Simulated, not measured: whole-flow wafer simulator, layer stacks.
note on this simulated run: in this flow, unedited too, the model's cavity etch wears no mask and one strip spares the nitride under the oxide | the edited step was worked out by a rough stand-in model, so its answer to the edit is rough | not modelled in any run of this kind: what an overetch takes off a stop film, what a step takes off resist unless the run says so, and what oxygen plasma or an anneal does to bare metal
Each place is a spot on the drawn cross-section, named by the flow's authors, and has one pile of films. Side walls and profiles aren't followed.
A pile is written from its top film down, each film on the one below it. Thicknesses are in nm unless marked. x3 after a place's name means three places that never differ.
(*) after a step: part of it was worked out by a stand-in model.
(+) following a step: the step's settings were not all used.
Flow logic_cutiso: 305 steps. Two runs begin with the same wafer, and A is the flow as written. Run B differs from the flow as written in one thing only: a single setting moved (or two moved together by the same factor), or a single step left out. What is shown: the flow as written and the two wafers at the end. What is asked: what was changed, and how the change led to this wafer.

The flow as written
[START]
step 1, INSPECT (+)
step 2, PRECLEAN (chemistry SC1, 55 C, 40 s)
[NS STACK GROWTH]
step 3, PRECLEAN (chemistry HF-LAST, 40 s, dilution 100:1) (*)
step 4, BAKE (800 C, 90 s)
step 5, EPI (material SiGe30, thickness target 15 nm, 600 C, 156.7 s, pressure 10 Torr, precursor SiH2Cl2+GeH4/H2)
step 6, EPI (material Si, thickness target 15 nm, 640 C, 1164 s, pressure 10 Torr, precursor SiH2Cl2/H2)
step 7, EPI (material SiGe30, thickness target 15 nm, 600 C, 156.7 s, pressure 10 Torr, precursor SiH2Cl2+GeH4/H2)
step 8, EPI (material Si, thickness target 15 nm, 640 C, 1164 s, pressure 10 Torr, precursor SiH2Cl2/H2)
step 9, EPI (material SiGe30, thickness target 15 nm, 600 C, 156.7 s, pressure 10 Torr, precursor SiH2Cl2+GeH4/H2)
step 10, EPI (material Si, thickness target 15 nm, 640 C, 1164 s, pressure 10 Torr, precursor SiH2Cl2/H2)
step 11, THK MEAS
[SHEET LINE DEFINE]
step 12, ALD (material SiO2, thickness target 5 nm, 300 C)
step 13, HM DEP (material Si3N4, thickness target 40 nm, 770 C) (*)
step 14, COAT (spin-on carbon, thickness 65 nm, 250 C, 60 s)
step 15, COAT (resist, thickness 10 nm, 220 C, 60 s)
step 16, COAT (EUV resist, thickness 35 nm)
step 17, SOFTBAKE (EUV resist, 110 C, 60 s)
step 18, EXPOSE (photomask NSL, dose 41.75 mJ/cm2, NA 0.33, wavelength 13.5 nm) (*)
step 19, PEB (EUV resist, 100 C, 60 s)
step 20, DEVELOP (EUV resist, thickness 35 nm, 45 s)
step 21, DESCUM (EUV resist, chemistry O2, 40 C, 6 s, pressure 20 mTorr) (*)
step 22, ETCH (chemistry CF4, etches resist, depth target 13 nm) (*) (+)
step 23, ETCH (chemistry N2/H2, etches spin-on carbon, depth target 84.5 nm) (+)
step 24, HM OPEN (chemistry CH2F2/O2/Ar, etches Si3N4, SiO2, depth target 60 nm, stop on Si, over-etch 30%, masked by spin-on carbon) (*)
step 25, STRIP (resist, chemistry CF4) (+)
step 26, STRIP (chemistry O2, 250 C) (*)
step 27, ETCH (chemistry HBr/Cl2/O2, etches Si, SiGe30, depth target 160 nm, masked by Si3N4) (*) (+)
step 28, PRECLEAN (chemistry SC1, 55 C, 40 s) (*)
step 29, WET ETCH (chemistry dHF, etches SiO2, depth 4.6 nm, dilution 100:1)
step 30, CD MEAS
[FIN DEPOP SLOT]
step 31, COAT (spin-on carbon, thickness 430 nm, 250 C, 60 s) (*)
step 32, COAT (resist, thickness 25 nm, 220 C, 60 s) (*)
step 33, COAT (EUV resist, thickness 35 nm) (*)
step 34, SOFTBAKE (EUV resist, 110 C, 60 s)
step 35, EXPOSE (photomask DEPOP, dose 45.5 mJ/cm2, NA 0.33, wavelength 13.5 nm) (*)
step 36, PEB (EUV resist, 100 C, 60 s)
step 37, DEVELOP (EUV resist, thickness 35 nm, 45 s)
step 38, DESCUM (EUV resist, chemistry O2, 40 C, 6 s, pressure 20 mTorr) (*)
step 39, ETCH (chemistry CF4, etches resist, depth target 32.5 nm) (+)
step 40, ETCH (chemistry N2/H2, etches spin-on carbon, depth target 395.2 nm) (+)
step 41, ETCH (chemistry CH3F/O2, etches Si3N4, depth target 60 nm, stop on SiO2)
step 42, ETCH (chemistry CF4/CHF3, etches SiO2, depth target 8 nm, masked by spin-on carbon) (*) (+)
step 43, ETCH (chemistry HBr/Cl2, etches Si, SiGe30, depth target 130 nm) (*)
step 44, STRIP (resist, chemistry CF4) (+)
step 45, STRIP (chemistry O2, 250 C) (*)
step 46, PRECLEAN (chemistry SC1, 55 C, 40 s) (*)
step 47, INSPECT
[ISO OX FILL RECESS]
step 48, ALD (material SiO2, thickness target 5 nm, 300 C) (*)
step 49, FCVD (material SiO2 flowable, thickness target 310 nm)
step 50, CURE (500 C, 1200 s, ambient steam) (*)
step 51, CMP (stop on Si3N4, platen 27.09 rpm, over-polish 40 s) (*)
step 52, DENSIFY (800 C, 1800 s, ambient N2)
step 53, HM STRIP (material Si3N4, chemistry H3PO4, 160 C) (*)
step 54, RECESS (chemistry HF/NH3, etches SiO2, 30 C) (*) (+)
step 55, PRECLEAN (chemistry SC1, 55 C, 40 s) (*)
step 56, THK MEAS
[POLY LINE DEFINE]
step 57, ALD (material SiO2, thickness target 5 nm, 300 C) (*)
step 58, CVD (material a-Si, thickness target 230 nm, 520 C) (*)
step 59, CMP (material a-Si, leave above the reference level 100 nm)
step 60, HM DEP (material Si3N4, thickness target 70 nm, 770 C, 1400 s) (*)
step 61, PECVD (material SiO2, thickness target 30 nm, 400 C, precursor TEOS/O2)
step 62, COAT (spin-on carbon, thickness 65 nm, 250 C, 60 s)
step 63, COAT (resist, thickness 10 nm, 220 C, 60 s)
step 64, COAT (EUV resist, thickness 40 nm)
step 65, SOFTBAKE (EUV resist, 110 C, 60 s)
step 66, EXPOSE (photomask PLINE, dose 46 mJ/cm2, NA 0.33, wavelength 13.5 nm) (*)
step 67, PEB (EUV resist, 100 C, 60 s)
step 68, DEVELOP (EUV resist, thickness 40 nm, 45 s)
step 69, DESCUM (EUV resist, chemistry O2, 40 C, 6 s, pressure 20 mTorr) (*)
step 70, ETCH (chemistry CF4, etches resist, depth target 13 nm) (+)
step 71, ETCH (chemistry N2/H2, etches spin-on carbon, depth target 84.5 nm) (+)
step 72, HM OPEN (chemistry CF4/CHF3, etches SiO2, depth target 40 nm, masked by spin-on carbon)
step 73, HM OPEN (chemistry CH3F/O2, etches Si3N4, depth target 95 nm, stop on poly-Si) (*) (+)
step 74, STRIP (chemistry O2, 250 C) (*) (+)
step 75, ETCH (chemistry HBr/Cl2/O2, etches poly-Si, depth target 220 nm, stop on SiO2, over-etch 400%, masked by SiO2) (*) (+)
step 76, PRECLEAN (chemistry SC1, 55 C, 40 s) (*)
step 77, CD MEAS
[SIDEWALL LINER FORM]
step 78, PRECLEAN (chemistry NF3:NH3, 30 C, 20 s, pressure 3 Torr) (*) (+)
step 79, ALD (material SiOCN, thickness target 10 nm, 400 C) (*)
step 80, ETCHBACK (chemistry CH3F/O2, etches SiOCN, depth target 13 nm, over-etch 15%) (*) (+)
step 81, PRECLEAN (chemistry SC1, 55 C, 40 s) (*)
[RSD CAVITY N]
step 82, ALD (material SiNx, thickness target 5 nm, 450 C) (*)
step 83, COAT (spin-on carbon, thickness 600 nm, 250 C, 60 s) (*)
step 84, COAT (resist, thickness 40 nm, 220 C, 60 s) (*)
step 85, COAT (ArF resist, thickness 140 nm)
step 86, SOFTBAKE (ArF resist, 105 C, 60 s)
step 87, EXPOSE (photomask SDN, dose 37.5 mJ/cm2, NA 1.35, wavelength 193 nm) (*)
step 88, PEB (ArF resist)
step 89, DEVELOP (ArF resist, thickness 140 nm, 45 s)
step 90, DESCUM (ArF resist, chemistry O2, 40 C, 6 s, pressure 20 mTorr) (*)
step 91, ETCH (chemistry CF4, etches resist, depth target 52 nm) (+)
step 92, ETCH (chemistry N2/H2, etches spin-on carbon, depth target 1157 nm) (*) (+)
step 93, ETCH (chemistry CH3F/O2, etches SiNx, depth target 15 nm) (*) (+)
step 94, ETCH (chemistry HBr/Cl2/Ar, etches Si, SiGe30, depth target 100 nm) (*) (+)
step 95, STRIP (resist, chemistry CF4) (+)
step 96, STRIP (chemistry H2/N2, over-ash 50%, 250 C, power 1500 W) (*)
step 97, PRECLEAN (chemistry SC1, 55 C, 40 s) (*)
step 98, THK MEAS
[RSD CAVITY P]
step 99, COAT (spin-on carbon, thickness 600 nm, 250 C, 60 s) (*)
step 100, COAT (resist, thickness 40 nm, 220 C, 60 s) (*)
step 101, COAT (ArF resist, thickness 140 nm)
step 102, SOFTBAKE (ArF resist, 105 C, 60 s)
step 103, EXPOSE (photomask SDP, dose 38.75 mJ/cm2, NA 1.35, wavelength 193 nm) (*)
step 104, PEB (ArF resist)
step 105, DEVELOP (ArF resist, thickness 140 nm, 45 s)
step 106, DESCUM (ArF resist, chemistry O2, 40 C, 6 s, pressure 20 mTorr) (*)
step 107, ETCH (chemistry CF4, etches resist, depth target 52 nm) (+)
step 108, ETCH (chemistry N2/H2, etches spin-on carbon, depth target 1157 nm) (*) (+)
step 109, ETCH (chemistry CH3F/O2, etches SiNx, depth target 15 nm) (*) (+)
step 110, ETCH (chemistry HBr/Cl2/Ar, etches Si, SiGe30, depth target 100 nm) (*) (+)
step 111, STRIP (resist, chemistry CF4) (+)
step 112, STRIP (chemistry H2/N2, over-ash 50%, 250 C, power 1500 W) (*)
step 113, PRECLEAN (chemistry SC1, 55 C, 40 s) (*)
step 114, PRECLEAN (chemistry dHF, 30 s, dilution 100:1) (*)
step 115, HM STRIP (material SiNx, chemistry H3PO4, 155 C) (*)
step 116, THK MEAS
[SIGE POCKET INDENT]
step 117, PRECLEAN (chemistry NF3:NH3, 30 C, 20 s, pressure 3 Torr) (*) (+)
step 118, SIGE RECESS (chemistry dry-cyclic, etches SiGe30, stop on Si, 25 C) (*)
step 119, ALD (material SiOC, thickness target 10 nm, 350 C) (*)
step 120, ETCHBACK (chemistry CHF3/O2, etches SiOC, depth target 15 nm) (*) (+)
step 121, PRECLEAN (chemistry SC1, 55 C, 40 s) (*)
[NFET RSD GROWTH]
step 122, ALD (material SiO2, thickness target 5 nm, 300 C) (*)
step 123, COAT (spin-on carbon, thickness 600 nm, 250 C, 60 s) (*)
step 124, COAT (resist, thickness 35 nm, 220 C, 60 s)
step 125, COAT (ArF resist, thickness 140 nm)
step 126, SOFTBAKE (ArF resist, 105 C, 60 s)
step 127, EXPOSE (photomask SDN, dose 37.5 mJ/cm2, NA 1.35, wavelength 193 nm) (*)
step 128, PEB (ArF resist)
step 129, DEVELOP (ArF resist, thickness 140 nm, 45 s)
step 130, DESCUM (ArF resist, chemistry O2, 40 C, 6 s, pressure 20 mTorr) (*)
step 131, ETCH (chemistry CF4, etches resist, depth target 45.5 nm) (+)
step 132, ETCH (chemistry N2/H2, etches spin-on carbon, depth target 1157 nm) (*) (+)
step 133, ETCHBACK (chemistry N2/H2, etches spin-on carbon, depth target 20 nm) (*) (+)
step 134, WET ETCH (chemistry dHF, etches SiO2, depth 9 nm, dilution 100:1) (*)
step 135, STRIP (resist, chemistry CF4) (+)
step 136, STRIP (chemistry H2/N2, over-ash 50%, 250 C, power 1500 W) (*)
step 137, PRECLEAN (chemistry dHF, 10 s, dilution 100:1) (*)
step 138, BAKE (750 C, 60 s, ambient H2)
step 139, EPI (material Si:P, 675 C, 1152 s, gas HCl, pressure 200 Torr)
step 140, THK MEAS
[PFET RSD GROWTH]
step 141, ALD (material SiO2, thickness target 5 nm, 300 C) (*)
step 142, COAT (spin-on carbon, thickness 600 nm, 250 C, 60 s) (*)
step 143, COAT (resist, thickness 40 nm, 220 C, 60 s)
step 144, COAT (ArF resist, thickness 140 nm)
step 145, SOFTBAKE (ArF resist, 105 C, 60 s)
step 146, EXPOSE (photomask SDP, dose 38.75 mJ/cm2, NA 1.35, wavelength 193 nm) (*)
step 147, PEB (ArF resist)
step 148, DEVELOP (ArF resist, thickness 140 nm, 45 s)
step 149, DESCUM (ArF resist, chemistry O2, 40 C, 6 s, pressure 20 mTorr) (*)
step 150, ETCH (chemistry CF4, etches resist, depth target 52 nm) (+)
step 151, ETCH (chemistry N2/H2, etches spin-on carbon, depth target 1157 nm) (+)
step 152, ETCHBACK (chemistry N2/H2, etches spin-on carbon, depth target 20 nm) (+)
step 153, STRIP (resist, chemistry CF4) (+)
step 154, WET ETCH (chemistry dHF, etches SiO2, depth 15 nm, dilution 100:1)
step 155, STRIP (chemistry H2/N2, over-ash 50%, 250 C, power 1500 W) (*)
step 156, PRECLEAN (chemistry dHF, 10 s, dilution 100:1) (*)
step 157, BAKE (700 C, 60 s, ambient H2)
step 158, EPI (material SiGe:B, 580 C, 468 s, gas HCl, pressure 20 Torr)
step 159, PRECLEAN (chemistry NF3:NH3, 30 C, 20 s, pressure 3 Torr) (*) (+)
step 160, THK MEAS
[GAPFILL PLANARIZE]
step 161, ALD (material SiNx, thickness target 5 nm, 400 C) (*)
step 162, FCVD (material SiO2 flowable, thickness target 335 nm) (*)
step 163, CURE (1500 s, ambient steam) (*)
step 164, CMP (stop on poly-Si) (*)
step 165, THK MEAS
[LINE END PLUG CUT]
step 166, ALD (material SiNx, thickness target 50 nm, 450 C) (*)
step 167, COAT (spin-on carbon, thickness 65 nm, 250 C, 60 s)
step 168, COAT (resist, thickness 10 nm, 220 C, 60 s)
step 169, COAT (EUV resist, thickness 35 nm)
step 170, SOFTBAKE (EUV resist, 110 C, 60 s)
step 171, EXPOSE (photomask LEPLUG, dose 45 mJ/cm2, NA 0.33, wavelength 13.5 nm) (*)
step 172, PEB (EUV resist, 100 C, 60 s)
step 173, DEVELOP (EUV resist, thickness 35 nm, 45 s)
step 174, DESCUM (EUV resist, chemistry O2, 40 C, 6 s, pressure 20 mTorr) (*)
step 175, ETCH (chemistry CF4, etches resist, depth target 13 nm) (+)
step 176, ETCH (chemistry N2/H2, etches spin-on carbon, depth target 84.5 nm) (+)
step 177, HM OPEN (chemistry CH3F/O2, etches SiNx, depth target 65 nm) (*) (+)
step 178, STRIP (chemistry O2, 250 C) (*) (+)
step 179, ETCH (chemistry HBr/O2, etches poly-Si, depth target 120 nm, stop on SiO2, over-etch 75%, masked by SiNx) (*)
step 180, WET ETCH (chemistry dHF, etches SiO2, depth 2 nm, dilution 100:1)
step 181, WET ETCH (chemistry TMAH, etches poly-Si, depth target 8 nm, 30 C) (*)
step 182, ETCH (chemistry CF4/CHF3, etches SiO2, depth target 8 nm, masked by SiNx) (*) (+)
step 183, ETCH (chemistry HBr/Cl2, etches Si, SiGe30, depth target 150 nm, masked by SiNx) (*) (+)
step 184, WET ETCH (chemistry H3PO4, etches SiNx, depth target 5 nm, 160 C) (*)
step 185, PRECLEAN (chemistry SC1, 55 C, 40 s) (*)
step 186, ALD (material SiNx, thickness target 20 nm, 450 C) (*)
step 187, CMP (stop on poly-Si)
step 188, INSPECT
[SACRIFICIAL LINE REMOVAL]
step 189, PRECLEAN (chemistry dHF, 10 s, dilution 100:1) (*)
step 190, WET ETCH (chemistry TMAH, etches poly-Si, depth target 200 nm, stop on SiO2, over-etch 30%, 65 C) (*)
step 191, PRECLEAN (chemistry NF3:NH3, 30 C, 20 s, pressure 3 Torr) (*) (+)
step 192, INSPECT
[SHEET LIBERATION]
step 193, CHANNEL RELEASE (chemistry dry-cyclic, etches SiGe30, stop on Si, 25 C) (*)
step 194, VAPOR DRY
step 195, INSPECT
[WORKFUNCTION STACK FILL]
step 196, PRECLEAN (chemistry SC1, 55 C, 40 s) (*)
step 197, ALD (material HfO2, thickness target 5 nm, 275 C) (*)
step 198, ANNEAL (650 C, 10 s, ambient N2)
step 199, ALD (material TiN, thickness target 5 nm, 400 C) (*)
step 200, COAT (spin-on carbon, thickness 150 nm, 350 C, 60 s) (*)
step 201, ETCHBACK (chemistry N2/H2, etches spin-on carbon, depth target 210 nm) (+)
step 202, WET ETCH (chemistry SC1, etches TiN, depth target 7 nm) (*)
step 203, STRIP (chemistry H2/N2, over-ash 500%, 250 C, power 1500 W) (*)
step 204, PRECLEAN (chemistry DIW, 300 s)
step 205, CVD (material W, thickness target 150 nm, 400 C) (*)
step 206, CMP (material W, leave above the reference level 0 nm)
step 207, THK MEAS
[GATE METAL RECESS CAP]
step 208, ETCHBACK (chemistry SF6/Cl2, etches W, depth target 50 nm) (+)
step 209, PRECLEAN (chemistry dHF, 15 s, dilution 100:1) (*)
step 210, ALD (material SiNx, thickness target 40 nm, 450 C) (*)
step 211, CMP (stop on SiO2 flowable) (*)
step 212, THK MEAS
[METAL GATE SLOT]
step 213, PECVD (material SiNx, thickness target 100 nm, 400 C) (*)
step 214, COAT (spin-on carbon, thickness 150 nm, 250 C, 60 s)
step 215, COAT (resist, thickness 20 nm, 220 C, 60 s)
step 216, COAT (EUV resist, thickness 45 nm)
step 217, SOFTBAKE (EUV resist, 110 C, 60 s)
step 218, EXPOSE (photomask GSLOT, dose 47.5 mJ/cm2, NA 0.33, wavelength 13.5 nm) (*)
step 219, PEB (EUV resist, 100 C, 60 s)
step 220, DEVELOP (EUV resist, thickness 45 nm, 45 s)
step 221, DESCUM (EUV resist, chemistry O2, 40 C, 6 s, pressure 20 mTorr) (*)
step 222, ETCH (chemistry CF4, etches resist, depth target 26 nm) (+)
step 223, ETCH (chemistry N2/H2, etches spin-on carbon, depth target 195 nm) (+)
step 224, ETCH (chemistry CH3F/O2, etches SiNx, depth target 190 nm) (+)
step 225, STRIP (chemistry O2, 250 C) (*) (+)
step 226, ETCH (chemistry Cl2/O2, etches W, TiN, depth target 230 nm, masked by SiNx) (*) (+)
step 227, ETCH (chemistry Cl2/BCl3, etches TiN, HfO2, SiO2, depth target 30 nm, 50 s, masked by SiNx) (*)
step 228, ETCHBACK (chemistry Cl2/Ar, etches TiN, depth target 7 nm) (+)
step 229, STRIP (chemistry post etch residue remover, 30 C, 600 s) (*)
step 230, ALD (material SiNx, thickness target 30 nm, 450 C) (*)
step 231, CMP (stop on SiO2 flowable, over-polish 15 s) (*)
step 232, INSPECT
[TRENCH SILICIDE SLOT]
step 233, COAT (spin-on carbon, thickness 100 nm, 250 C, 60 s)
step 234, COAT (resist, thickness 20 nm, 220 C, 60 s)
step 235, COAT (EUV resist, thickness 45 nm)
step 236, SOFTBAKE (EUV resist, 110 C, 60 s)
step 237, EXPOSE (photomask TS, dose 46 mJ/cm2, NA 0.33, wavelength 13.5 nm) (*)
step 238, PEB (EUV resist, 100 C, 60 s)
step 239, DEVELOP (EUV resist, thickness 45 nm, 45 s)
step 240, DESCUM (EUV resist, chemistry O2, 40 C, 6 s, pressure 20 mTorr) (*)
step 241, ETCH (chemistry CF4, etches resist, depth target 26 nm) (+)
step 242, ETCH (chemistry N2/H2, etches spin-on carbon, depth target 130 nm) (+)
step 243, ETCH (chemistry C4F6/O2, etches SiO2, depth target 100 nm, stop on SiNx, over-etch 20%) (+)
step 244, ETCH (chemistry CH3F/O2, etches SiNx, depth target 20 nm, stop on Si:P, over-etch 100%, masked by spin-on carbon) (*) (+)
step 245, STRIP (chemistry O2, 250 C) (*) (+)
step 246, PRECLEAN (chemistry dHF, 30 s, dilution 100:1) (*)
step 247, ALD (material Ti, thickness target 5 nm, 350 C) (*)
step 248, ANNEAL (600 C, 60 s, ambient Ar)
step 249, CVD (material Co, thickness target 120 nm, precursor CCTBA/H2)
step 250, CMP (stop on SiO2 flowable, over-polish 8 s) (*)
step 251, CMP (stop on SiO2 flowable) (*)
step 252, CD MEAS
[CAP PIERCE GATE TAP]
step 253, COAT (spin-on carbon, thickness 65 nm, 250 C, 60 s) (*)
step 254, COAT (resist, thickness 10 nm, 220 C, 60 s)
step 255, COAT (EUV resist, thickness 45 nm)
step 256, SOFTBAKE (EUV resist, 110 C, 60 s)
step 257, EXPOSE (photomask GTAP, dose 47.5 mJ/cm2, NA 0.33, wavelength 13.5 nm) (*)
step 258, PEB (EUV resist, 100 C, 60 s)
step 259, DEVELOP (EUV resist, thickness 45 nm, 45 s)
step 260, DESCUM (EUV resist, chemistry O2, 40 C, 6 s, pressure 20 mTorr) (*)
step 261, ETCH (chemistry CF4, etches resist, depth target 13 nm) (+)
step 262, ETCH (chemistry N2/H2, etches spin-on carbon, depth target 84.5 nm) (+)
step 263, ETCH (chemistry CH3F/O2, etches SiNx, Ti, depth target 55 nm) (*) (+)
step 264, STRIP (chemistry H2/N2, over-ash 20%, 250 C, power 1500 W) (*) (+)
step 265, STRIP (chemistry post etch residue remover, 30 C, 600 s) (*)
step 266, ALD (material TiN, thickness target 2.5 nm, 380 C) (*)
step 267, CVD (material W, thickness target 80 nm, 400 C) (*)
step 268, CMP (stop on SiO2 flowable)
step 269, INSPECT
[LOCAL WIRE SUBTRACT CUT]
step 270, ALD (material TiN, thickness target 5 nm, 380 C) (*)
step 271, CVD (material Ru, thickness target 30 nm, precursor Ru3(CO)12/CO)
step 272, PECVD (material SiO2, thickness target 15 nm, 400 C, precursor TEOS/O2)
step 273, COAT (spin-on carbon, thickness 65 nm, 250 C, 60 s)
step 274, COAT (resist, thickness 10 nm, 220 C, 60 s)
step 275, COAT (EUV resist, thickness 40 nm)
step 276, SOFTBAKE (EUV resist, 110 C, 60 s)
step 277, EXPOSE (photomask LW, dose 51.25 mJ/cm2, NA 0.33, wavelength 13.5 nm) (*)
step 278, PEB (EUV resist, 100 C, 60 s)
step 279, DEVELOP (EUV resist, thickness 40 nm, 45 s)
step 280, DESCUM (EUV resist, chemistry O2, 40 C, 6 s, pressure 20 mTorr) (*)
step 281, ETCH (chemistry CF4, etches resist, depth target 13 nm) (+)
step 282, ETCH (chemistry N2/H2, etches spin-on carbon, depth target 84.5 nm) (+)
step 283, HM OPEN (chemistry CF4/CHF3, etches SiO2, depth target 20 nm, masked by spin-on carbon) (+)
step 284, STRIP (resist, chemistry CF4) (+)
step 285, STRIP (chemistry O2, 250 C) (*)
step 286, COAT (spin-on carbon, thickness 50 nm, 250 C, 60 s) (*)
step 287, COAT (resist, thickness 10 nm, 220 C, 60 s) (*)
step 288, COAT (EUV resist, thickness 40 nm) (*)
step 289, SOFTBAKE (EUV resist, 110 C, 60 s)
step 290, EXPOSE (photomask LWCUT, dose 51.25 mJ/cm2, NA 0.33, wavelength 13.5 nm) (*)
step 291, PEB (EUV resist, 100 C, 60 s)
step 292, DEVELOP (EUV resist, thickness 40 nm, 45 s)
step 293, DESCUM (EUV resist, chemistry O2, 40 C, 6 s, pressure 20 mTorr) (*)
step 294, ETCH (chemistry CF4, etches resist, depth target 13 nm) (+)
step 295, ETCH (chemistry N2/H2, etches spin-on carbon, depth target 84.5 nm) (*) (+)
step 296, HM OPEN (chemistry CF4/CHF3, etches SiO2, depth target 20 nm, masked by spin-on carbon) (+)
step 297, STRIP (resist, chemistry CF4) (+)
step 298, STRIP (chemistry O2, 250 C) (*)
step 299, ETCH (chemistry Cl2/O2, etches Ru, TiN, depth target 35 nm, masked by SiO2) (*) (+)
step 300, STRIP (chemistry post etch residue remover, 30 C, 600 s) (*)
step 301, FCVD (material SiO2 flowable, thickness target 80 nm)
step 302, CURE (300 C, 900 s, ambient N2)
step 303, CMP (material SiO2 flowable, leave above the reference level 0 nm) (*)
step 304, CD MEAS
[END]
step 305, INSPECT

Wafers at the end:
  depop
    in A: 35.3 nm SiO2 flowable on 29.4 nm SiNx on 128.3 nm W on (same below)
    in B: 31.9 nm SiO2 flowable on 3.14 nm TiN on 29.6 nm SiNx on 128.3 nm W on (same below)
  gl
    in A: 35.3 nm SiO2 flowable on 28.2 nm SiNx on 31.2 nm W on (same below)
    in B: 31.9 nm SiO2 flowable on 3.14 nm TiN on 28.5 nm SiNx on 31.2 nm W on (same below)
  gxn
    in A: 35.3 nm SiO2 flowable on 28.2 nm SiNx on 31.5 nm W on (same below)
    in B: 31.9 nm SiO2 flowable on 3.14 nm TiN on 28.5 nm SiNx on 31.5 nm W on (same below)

Cause: step 299, ETCH: depth target 31.5 nm was run, though the flow has depth target 35 nm.

How this came from the change, step by step:
  step 299, ETCH (chemistry Cl2/O2, etches Ru, TiN, depth target 35 nm, masked by SiO2) (*) (+)
      depop, dpovl, gfld and 14 more: A -29.6 Ru (all of it), -5 TiN (all of it) | B -29.6 Ru (all of it), -1.86 TiN
      rsdw: A -29.6 Ru (all of it), -5 TiN (all of it) | B -29.6 Ru (all of it), -1.85 TiN
  step 301, FCVD (material SiO2 flowable, thickness target 80 nm)
      iso, rsdx: A +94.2 SiO2 flowable | B +93.4 SiO2 flowable (new film)
      lnrt, rsdn, rsdp, tap: A +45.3 SiO2 flowable (new film) | B +47.6 SiO2 flowable (new film)
  step 303, CMP (material SiO2 flowable, leave above the reference level 0 nm) (*)
      gfld, gl, glp and 10 more: A -59.2 SiO2 flowable | B -61.5 SiO2 flowable
      depop, dpovl, isow, ns, nsgap: A -44.7 SiO2 flowable | B -48.1 SiO2 flowable
      (and at 4 other places as well)
If metal films that touch count as one body, depop has 2 bodies (between them, from the top down: SiNx 29.6); the flow as written gives 1 body.
If metal films that touch count as one body, gl has 5 bodies (between them, from the top down: SiNx 28.5; HfO2 5 / chemical SiO2 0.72 / Si 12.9 / chemical SiO2 0.8 / HfO2 5; HfO2 5 / chemical SiO2 0.8 / Si 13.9 / chemical SiO2 0.8 / HfO2 5; HfO2 5 / chemical SiO2 0.8 / Si 13.9 / chemical SiO2 0.8 / HfO2 5); the flow as written gives 4 bodies (between them, from the top down: HfO2 5 / chemical SiO2 0.72 / Si 12.9 / chemical SiO2 0.8 / HfO2 5; HfO2 5 / chemical SiO2 0.8 / Si 13.9 / chemical SiO2 0.8 / HfO2 5; HfO2 5 / chemical SiO2 0.8 / Si 13.9 / chemical SiO2 0.8 / HfO2 5).
If metal films that touch count as one body, gxn has 5 bodies (between them, from the top down: SiNx 28.5; HfO2 5 / chemical SiO2 0.72 / Si 12.9 / chemical SiO2 0.8 / HfO2 5; HfO2 5 / chemical SiO2 0.8 / Si 13.9 / chemical SiO2 0.8 / HfO2 5; HfO2 5 / chemical SiO2 0.8 / Si 13.9 / chemical SiO2 0.8 / HfO2 5); the flow as written gives 4 bodies (between them, from the top down: HfO2 5 / chemical SiO2 0.72 / Si 12.9 / chemical SiO2 0.8 / HfO2 5; HfO2 5 / chemical SiO2 0.8 / Si 13.9 / chemical SiO2 0.8 / HfO2 5; HfO2 5 / chemical SiO2 0.8 / Si 13.9 / chemical SiO2 0.8 / HfO2 5).
